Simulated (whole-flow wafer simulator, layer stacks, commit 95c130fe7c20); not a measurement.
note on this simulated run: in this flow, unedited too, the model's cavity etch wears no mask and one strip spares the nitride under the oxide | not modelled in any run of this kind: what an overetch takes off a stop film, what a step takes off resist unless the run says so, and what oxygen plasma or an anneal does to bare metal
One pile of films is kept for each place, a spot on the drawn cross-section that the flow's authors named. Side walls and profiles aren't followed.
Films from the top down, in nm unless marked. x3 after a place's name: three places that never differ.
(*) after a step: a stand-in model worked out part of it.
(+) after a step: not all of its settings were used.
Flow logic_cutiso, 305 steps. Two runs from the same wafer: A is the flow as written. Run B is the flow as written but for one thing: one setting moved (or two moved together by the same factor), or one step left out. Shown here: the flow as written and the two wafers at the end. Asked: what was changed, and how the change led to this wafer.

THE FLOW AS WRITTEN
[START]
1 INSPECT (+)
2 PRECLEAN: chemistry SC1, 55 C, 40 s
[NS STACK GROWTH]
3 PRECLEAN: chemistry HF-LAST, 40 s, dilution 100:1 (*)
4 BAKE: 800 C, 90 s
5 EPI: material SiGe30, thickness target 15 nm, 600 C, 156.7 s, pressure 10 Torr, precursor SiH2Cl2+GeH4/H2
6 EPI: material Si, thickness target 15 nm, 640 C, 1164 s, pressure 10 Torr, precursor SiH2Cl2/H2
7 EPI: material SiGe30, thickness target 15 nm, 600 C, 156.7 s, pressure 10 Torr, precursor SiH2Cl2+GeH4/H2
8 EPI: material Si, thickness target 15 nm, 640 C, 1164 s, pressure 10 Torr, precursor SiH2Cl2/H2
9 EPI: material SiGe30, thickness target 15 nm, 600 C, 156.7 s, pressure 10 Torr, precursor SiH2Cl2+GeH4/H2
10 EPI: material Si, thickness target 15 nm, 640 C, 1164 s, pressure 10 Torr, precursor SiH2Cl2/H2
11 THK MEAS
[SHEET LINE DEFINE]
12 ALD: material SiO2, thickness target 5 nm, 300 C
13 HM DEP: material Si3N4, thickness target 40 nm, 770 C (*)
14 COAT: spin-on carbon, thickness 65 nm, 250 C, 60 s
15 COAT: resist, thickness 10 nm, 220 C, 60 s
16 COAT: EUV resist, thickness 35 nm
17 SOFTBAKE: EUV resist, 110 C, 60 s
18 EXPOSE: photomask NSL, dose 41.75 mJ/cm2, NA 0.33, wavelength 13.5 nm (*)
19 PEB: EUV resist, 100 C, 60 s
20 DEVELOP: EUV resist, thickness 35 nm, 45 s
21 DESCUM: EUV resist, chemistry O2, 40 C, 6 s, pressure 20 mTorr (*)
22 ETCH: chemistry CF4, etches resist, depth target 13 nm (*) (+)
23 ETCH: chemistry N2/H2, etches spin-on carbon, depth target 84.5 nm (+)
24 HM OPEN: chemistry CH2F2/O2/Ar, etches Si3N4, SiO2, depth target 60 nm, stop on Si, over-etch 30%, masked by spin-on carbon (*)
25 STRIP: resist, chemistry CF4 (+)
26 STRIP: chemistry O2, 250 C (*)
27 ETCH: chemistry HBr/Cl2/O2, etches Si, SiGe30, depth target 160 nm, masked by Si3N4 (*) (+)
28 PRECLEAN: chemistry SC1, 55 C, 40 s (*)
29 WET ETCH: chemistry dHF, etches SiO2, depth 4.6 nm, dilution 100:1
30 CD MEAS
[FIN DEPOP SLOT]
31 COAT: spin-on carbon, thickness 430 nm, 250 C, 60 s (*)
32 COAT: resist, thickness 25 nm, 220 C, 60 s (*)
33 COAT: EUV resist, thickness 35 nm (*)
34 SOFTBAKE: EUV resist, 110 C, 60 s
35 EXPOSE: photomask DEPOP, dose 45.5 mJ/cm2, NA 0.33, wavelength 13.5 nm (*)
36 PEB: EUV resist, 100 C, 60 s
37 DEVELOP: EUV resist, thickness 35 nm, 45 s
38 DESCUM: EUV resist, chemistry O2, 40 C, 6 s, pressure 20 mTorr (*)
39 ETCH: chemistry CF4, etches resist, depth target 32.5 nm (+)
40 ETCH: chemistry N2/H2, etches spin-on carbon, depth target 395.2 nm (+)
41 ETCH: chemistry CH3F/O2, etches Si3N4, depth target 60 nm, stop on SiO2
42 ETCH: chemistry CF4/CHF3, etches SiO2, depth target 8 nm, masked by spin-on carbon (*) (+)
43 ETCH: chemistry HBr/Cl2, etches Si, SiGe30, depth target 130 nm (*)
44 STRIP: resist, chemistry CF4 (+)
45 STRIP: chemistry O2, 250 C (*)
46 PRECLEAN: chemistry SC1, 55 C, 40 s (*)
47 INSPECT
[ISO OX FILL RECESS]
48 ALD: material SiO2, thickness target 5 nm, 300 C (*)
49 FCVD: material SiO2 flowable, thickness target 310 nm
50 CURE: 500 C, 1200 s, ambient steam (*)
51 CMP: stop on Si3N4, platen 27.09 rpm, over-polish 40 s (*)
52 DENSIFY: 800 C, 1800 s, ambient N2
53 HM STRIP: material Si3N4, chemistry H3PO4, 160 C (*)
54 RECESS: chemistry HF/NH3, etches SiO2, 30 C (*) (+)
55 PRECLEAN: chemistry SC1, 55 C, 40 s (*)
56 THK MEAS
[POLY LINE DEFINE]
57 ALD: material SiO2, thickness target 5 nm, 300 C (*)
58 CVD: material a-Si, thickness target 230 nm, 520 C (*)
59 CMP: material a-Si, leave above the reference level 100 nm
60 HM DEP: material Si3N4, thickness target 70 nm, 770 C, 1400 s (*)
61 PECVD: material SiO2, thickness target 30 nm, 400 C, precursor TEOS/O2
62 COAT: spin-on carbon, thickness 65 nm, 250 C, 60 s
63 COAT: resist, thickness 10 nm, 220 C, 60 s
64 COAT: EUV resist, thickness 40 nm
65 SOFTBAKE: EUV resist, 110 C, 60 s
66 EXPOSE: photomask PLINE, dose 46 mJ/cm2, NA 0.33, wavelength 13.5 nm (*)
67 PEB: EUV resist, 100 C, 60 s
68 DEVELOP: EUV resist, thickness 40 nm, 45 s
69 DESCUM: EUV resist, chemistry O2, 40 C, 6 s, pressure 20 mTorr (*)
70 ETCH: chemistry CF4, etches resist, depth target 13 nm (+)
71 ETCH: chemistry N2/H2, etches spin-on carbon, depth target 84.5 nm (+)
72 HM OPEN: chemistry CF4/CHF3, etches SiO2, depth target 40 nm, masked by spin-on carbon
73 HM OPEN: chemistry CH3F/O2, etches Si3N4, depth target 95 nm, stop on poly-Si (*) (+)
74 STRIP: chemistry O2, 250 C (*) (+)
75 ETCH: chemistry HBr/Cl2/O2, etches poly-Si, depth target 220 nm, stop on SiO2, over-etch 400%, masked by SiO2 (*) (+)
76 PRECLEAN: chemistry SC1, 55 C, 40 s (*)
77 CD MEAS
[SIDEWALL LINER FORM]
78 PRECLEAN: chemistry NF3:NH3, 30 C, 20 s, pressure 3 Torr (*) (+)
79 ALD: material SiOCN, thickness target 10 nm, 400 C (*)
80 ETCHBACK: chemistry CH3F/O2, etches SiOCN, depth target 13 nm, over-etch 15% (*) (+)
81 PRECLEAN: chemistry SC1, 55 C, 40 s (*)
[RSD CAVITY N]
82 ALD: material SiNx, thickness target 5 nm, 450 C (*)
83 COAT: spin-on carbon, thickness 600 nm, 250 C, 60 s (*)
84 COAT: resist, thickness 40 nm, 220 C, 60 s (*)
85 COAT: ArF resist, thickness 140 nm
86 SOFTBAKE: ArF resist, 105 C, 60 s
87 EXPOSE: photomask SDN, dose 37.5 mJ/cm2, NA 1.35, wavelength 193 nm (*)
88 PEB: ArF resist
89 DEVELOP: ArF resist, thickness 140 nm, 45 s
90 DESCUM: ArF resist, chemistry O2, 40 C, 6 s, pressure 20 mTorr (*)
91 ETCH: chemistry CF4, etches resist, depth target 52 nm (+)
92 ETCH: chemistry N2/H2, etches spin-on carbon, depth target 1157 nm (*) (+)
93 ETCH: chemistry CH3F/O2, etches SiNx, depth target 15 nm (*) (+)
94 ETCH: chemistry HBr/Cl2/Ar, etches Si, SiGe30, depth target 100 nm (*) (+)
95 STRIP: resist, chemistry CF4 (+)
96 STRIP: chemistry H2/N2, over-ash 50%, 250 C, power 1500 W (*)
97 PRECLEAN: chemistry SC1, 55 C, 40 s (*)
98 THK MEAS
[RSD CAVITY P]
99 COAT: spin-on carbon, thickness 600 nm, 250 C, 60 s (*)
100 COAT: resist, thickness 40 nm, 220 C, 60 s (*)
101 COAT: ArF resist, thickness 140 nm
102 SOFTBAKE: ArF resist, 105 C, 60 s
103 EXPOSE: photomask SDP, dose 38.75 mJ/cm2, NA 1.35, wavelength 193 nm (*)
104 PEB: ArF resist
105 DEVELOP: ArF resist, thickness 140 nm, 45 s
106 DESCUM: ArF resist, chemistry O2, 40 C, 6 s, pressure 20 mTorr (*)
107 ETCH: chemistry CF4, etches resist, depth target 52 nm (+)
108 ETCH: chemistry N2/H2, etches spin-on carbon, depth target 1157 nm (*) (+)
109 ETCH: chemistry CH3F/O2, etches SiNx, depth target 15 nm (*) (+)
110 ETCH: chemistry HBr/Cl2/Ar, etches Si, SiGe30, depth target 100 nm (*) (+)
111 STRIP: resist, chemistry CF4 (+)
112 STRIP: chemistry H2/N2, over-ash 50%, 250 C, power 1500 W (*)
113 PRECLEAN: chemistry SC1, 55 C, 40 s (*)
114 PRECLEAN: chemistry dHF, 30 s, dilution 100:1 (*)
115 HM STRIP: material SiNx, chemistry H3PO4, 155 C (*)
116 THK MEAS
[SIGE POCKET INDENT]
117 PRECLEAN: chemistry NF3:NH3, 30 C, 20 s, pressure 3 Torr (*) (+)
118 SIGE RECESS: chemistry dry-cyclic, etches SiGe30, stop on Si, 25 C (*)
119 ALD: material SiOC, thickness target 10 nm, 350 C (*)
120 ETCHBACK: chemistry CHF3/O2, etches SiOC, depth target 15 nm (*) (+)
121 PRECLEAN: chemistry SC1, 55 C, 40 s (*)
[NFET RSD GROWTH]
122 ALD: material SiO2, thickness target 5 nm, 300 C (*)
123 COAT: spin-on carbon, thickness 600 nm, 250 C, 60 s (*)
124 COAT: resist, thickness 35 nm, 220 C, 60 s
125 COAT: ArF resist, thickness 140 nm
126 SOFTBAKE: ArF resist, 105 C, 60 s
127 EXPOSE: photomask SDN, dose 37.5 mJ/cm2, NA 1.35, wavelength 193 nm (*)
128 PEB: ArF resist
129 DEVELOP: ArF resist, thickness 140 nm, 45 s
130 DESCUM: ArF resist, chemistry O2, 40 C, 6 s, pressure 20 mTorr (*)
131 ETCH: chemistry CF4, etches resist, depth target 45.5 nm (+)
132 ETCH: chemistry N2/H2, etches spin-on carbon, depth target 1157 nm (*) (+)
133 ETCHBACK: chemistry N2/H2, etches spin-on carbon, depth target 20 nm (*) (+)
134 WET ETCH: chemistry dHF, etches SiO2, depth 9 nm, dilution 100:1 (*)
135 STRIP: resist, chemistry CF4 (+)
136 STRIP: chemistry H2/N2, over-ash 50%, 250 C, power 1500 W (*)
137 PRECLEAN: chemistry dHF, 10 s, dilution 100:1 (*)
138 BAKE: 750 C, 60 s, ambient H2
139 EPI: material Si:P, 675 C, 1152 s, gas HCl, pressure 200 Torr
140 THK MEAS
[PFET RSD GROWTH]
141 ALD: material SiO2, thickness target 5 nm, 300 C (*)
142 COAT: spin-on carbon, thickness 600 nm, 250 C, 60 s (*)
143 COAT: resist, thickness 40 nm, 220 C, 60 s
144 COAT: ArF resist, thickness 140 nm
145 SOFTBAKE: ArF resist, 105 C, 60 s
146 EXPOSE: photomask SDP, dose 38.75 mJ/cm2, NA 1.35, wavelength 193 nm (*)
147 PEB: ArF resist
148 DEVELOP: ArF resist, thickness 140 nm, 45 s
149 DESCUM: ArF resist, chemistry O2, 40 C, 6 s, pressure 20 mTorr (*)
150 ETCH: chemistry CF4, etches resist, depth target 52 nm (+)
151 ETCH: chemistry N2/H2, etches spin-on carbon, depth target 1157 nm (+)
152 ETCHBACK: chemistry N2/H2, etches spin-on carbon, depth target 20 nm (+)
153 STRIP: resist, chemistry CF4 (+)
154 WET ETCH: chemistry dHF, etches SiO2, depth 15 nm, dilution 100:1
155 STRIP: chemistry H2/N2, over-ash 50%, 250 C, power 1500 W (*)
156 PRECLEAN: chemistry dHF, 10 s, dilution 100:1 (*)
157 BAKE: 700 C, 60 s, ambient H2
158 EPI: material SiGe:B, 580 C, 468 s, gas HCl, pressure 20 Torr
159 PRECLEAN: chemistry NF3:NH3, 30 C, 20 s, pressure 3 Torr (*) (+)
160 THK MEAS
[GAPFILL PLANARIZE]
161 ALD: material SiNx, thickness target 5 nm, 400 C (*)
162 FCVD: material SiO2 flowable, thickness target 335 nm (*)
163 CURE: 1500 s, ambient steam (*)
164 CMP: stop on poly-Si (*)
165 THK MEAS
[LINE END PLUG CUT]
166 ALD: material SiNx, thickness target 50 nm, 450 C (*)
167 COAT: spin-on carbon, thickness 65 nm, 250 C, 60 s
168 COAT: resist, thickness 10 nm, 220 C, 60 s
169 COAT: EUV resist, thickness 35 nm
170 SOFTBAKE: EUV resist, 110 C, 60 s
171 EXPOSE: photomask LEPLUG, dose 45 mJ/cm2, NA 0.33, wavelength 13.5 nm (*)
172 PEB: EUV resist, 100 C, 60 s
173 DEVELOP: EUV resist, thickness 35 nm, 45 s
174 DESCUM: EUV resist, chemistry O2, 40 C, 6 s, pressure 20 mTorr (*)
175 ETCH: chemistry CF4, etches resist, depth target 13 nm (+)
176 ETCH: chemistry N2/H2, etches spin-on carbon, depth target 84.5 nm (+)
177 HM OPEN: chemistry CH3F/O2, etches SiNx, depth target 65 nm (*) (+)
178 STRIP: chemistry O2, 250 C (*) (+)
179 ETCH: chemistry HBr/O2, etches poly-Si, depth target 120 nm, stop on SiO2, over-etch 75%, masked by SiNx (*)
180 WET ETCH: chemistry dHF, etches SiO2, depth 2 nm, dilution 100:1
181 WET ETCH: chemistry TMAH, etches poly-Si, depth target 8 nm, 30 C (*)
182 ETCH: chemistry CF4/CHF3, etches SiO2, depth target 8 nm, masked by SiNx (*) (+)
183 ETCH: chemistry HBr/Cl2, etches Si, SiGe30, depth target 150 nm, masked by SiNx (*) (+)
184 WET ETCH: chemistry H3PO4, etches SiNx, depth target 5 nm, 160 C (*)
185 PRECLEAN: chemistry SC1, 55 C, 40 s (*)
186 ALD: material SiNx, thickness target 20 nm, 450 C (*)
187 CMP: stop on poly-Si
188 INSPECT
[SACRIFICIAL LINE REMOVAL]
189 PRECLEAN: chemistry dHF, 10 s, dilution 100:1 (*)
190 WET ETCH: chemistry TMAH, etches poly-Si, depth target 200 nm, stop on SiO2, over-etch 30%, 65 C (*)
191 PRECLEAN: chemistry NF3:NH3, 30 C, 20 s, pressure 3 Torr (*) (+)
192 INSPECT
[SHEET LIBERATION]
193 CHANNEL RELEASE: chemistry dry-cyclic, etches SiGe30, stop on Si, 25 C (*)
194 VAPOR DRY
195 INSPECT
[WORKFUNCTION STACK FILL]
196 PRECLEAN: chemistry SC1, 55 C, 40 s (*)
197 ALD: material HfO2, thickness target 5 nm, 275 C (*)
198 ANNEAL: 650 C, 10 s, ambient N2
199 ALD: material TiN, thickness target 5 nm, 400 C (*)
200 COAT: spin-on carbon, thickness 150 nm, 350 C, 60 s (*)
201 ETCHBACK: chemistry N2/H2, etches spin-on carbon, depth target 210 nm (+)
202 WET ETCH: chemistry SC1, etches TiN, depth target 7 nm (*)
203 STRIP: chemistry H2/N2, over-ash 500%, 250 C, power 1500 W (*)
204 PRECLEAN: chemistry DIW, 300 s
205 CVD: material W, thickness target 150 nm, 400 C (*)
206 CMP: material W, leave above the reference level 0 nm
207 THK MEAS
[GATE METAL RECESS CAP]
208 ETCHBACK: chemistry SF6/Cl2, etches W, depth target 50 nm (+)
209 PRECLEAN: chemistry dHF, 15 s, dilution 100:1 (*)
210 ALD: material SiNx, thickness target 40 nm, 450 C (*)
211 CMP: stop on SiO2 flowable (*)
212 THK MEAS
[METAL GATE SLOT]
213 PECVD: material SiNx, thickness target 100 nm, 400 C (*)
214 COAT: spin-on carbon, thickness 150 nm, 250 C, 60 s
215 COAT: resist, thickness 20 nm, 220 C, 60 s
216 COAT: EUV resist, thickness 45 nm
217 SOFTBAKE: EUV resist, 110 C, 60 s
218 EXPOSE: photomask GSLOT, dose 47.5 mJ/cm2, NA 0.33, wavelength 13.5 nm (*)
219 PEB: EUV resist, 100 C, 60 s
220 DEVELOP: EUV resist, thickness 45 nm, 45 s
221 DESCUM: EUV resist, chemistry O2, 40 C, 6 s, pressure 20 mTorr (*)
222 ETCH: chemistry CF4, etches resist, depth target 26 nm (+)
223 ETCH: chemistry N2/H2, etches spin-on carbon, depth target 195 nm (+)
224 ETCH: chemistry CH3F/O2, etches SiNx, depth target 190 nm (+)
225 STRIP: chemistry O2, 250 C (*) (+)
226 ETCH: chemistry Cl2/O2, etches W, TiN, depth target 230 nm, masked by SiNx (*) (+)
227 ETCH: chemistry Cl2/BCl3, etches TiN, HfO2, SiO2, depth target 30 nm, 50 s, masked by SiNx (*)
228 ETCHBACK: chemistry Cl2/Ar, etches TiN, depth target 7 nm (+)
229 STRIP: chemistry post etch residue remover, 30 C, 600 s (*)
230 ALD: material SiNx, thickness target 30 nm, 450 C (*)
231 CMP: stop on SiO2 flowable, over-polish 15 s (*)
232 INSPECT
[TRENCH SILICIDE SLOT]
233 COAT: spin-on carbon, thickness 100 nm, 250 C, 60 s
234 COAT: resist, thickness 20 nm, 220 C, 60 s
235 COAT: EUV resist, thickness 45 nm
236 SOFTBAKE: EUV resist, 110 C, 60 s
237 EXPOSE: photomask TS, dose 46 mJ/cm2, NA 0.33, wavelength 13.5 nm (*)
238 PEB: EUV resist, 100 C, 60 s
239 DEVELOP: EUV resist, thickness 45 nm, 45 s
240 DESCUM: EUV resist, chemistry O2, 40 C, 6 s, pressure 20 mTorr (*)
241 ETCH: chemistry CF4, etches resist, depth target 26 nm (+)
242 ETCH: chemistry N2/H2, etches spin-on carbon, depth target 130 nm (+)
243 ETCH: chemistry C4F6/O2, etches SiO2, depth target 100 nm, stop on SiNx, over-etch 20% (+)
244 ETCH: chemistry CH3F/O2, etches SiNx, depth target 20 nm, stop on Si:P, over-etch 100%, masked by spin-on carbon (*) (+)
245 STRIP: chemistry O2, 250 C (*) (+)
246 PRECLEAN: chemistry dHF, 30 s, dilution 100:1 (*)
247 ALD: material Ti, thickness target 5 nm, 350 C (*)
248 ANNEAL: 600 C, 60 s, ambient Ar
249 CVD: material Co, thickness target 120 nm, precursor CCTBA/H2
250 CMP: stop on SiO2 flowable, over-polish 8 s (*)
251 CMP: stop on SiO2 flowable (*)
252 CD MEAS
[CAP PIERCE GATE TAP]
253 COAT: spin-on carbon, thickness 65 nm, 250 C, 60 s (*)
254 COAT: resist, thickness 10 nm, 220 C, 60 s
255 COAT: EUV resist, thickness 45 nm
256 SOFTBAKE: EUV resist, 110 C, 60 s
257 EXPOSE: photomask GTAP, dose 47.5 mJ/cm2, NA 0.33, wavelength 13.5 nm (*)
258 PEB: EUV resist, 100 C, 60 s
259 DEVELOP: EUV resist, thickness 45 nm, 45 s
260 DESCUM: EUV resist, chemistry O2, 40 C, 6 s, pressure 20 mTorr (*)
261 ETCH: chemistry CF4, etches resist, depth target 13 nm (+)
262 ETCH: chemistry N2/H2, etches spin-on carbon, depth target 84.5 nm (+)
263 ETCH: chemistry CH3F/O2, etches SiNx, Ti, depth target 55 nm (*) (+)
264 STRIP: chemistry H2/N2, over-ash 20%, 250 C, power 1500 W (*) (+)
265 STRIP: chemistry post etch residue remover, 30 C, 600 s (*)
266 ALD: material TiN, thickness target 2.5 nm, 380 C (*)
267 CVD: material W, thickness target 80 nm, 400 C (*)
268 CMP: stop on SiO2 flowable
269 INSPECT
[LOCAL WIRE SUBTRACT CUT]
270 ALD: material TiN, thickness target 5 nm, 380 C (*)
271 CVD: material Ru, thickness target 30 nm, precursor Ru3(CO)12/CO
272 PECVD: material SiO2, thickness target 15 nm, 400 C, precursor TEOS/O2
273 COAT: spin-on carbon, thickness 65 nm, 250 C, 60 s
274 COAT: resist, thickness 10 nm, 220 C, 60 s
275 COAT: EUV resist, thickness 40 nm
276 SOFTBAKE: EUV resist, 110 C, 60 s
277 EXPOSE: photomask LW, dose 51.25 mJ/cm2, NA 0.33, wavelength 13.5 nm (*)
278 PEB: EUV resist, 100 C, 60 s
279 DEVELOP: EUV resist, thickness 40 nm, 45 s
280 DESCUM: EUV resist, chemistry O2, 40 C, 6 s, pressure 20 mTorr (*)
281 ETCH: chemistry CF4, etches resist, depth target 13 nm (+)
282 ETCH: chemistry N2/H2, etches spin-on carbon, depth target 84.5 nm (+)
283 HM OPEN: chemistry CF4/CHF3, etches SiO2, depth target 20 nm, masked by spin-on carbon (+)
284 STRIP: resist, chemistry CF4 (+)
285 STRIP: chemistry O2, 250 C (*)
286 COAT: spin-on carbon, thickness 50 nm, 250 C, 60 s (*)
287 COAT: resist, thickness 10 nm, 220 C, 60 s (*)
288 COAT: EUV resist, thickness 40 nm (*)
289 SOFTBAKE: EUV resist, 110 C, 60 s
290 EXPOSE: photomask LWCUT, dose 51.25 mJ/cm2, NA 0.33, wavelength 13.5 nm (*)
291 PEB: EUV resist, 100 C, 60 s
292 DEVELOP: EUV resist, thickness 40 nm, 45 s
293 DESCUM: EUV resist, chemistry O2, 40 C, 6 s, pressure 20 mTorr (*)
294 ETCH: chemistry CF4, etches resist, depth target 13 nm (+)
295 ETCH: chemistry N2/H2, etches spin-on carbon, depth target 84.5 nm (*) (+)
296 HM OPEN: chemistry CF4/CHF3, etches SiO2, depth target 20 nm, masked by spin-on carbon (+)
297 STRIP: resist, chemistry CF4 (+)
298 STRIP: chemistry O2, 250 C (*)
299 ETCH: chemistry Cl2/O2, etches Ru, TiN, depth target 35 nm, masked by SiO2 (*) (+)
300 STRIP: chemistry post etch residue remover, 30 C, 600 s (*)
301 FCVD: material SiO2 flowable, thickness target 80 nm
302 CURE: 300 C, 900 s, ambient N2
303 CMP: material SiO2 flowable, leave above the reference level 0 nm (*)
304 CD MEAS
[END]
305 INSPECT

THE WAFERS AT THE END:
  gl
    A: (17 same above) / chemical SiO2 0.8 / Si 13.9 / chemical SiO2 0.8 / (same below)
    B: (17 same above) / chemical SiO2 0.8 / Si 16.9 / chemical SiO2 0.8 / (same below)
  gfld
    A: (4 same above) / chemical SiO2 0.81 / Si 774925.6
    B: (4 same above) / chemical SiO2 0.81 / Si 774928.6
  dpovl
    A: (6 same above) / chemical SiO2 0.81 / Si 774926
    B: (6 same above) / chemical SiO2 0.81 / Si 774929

The cause: step 6, EPI: 1397 s was run, where the flow has 1164 s.

How the change led to this, step by step:
  6 EPI: material Si, thickness target 15 nm, 640 C, 1164 s, pressure 10 Torr, precursor SiH2Cl2/H2
      depop, dpovl, gfld and 19 more: A Si +15 (new film) | B Si +18 (new film)
  27 ETCH: chemistry HBr/Cl2/O2, etches Si, SiGe30, depth target 160 nm, masked by Si3N4 (*) (+)
      gfld, gxf, iso, lnri: A chemical SiO2 -0.79 (all of it), Si -11.4 (all of it), SiGe30 -15 (all of it), Si -15 (all of it), SiGe30 -15 (all of it), Si -15 (all of it), SiGe30 -15 (all of it), Si -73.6 | B chemical SiO2 -0.79 (all of it), Si -11.4 (all of it), SiGe30 -15 (all of it), Si -15 (all of it), SiGe30 -15 (all of it), Si -18 (all of it), SiGe30 -15 (all of it), Si -70.6
      dpovl, nsgap: A chemical SiO2 -0.79 (all of it), Si -11.8 (all of it), SiGe30 -15 (all of it), Si -15 (all of it), SiGe30 -15 (all of it), Si -15 (all of it), SiGe30 -15 (all of it), Si -73.2 | B chemical SiO2 -0.79 (all of it), Si -11.8 (all of it), SiGe30 -15 (all of it), Si -15 (all of it), SiGe30 -15 (all of it), Si -18 (all of it), SiGe30 -15 (all of it), Si -70.2
      (and at 1 more place)
  43 ETCH: chemistry HBr/Cl2, etches Si, SiGe30, depth target 130 nm (*)
      depop: A Si -14 (all of it), SiGe30 -15 (all of it), Si -15 (all of it), SiGe30 -15 (all of it), Si -15 (all of it), SiGe30 -15 (all of it), Si -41 | B Si -14 (all of it), SiGe30 -15 (all of it), Si -15 (all of it), SiGe30 -15 (all of it), Si -18 (all of it), SiGe30 -15 (all of it), Si -38
  94 ETCH: chemistry HBr/Cl2/Ar, etches Si, SiGe30, depth target 100 nm (*) (+)
      rsdn, rsdx: A chemical SiO2 -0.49 (all of it), Si -12.8 (all of it), SiGe30 -15 (all of it), Si -15 (all of it), SiGe30 -15 (all of it), Si -15 (all of it), SiGe30 -15 (all of it), Si -12.2 | B chemical SiO2 -0.49 (all of it), Si -12.8 (all of it), SiGe30 -15 (all of it), Si -15 (all of it), SiGe30 -15 (all of it), Si -18 (all of it), SiGe30 -15 (all of it), Si -9.16
  110 ETCH: chemistry HBr/Cl2/Ar, etches Si, SiGe30, depth target 100 nm (*) (+)
      rsdp, rsdw: A chemical SiO2 -0.49 (all of it), Si -12.8 (all of it), SiGe30 -15 (all of it), Si -15 (all of it), SiGe30 -15 (all of it), Si -15 (all of it), SiGe30 -15 (all of it), Si -12.2 | B chemical SiO2 -0.49 (all of it), Si -12.8 (all of it), SiGe30 -15 (all of it), Si -15 (all of it), SiGe30 -15 (all of it), Si -18 (all of it), SiGe30 -15 (all of it), Si -9.16
  183 ETCH: chemistry HBr/Cl2, etches Si, SiGe30, depth target 150 nm, masked by SiNx (*) (+)
      plug: A Si -13.6 (all of it), SiGe30 -15 (all of it), Si -15 (all of it), SiGe30 -15 (all of it), Si -15 (all of it), SiGe30 -15 (all of it), Si -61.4 | B Si -13.6 (all of it), SiGe30 -15 (all of it), Si -15 (all of it), SiGe30 -15 (all of it), Si -18 (all of it), SiGe30 -15 (all of it), Si -58.4
